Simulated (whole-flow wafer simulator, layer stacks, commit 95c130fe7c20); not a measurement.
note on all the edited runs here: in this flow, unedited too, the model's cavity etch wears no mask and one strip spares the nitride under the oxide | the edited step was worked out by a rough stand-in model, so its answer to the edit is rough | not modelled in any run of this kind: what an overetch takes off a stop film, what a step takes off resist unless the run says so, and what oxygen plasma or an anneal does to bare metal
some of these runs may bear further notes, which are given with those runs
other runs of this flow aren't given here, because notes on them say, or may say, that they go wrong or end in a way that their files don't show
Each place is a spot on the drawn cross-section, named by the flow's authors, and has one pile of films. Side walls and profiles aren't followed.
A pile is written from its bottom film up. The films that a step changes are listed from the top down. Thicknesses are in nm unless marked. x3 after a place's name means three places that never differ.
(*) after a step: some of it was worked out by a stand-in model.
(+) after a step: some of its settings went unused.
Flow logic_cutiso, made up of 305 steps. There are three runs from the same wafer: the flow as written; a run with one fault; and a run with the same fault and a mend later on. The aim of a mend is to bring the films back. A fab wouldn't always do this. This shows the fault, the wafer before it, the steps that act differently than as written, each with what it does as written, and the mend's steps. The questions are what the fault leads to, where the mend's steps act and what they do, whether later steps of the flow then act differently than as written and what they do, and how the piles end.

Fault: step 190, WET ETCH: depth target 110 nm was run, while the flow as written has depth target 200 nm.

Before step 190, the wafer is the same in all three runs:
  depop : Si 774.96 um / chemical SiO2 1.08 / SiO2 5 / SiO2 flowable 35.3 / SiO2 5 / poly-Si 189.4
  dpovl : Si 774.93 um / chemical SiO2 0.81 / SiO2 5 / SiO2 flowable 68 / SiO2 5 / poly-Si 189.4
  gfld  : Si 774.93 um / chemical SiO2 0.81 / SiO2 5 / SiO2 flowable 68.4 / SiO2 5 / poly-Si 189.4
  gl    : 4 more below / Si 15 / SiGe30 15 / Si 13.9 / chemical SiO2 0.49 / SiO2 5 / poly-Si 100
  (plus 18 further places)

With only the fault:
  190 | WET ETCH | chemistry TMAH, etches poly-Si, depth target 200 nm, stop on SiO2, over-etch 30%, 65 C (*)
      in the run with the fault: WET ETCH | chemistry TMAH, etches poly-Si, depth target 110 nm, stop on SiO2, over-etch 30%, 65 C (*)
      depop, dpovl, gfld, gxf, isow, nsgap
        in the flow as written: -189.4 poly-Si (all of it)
        in the run with the fault: -110 poly-Si
  Steps further on in the flow that do not act as written (not shown: 1 more step that differs only slightly, by at most 2% or 0.5 nm, whichever is larger):
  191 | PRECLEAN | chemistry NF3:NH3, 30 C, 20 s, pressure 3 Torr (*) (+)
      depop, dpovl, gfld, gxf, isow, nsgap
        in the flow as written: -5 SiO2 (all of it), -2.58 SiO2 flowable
        in the run with the fault: nothing
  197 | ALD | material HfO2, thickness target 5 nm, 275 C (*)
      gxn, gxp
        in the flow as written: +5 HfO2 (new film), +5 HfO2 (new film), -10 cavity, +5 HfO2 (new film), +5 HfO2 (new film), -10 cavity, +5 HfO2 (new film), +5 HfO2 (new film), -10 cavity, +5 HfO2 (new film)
        in the run with the fault: +5 HfO2 (new film), +14.5 HfO2 (new film), -14.5 cavity (all of it), +14.5 HfO2 (new film), -14.5 cavity (all of it), +14.5 HfO2 (new film), -14.5 cavity (all of it)
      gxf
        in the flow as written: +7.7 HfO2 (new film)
        in the run with the fault: +5 HfO2 (new film)
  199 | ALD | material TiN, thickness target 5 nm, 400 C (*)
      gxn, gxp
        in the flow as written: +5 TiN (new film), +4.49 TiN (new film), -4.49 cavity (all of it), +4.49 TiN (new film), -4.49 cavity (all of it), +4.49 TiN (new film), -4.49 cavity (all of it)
        in the run with the fault: +5 TiN (new film)
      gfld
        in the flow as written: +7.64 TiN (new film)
        in the run with the fault: +5 TiN (new film)
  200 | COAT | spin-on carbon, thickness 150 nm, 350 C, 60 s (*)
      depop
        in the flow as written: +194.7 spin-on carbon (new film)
        in the run with the fault: +151.9 spin-on carbon (new film)
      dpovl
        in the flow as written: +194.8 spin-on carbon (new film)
        in the run with the fault: +151.9 spin-on carbon (new film)
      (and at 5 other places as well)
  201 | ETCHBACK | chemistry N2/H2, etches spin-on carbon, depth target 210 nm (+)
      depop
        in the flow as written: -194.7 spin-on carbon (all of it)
        in the run with the fault: -151.9 spin-on carbon (all of it)
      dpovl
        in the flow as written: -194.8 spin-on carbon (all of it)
        in the run with the fault: -151.9 spin-on carbon (all of it)
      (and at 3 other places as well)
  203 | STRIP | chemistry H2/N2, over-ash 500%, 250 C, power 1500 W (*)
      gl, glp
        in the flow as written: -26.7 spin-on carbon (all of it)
        in the run with the fault: -28.5 spin-on carbon (all of it)
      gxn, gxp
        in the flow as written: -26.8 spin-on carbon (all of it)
        in the run with the fault: -28.7 spin-on carbon (all of it)
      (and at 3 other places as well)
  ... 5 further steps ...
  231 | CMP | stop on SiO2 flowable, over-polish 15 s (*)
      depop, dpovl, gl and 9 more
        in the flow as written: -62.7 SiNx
        in the run with the fault: -84.5 SiNx
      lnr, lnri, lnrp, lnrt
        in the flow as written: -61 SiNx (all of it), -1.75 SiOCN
        in the run with the fault: -82.8 SiNx (all of it), -1.75 SiOCN
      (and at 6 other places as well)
  At depop, dpovl, gfld, gxf, gxn, gxp, isow, nsgap, the piles at the end differ from the flow's by more than 2% or 0.5 nm, whichever is larger.
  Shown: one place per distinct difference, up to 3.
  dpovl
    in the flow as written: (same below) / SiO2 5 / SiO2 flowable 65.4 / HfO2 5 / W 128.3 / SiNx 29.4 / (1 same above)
    in the run with the fault: (same below) / SiO2 5 / SiO2 flowable 68 / SiO2 5 / poly-Si 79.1 / chemical SiO2 0.49 / HfO2 5 / W 41 / SiNx 29.4 / (1 same above)
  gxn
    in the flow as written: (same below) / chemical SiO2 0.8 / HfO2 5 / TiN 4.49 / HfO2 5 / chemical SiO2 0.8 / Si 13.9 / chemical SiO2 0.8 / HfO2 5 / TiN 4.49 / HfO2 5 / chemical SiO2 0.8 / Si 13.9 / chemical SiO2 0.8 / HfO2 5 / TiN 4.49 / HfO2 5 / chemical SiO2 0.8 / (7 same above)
    in the run with the fault: (same below) / chemical SiO2 0.8 / HfO2 14.5 / chemical SiO2 0.8 / Si 13.9 / chemical SiO2 0.8 / HfO2 14.5 / chemical SiO2 0.8 / Si 13.9 / chemical SiO2 0.8 / HfO2 14.5 / chemical SiO2 0.8 / (7 same above)
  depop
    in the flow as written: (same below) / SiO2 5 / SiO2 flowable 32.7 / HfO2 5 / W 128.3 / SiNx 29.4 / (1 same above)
    in the run with the fault: (same below) / SiO2 5 / SiO2 flowable 35.3 / SiO2 5 / poly-Si 79.1 / chemical SiO2 0.49 / HfO2 5 / W 41 / SiNx 29.4 / (1 same above)

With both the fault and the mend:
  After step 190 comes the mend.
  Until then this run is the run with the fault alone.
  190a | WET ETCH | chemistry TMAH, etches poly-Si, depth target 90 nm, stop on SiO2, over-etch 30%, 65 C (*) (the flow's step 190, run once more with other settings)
      depop, dpovl, gfld, gxf, isow, nsgap
        -79.4 poly-Si (all of it)
  Later steps of the flow that are run all act as written at every place that is followed.
  At every place that both follow, the piles at the end match the flow's.
